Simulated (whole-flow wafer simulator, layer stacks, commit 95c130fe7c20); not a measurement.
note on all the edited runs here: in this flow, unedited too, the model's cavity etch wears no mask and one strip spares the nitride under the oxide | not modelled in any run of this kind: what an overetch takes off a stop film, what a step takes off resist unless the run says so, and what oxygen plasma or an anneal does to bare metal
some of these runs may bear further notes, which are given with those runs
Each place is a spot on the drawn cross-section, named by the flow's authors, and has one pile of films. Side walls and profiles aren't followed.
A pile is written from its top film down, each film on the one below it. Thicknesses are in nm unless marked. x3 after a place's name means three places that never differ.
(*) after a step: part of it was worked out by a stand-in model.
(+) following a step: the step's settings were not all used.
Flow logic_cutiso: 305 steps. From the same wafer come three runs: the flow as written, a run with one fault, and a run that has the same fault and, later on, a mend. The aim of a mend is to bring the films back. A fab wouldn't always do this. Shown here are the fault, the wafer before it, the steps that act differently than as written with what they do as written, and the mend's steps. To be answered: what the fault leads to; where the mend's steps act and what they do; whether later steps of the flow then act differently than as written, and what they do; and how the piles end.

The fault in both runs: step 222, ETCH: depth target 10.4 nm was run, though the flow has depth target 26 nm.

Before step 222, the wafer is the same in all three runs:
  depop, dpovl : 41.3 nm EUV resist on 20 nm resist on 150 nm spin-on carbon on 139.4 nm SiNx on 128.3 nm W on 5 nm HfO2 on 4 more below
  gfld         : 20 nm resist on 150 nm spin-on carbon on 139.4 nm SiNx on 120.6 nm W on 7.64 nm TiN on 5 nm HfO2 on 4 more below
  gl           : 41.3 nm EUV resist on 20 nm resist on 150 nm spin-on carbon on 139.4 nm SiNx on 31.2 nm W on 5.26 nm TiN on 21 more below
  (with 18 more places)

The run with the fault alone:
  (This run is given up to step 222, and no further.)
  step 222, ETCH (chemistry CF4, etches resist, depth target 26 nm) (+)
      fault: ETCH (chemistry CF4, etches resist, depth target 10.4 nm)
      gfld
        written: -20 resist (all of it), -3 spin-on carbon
        fault: -10.4 resist
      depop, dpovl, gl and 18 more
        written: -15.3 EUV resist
        fault: -6.12 EUV resist
  Once step 222 is done, the piles at depop, dpovl, gfld and 19 more depart from the flow's by more than 2% or 0.5 nm, whichever is larger.
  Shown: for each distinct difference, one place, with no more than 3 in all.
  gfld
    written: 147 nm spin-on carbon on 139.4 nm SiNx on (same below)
    fault: 9.6 nm resist on 150 nm spin-on carbon on 139.4 nm SiNx on (same below)
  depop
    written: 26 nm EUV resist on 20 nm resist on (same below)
    fault: 35.2 nm EUV resist on 20 nm resist on (same below)

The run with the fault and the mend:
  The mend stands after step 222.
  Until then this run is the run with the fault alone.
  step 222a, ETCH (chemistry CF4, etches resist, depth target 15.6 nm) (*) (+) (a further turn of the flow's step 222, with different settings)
      depop, dpovl, gl and 18 more
        -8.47 EUV resist
      gfld
        -9.6 resist (all of it), -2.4 spin-on carbon
  Steps later in the flow that act otherwise than as written (3 other steps are not shown; they differ only slightly, by no more than 2% or 0.5 nm, whichever is larger):
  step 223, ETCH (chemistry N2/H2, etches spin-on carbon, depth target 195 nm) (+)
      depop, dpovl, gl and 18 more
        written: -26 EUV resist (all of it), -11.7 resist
        mend: -26.7 EUV resist (all of it), -11.7 resist
  At every place that both follow, the piles at the end match the flow's.
